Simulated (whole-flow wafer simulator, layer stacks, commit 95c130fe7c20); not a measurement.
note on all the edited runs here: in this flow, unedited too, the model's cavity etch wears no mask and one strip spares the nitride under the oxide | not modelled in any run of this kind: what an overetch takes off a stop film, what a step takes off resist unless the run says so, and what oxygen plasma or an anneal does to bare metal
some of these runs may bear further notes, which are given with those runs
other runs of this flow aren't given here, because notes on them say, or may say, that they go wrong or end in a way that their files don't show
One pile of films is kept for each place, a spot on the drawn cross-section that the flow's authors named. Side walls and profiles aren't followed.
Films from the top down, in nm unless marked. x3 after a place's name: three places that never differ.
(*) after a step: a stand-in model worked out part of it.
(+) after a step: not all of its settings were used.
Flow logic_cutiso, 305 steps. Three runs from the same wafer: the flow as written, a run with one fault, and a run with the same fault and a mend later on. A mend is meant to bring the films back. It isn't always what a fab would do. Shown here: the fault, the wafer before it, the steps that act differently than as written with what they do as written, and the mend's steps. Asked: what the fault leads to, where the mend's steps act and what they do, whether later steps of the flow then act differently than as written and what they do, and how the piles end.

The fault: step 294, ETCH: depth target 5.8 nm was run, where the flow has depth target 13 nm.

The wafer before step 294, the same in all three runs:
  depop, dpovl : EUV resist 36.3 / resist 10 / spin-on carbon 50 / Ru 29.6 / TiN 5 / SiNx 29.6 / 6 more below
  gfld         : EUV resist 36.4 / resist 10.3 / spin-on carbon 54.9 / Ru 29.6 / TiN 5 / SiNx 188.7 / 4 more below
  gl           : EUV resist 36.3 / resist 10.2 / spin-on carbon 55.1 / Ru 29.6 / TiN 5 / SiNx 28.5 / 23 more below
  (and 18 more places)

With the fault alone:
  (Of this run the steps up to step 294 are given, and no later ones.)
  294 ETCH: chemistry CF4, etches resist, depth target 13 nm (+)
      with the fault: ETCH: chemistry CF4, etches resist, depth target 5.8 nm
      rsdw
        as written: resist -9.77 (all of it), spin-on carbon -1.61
        with the fault: resist -5.8
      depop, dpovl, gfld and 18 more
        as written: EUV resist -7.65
        with the fault: EUV resist -3.41
  After step 294 the piles differ from the flow's by more than 2% or 0.5 nm, whichever is larger, at depop, dpovl, gfld and 19 more.
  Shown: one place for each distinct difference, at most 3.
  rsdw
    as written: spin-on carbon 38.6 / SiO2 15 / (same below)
    with the fault: resist 3.97 / spin-on carbon 40.2 / SiO2 15 / (same below)
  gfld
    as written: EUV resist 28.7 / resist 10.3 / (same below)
    with the fault: EUV resist 32.9 / resist 10.3 / (same below)
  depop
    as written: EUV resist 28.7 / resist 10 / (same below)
    with the fault: EUV resist 32.9 / resist 10 / (same below)

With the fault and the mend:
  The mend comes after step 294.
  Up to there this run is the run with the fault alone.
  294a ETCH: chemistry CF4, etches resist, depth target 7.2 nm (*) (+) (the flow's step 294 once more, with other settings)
      depop, dpovl, gfld and 18 more
        EUV resist -3.51
      rsdw
        resist -3.97 (all of it), spin-on carbon -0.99
  Later steps of the flow that act differently than as written (2 more steps differ only slightly, by at most 2% or 0.5 nm, whichever is larger, and aren't shown):
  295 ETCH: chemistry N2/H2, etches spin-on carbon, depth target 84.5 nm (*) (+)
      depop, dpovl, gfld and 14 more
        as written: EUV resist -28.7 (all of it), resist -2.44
        with the mend: EUV resist -29.4 (all of it), resist -2.47
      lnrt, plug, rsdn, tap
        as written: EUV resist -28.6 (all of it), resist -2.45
        with the mend: EUV resist -29.4 (all of it), resist -2.47
  At the end the piles are the same as the flow's at every place that both follow.
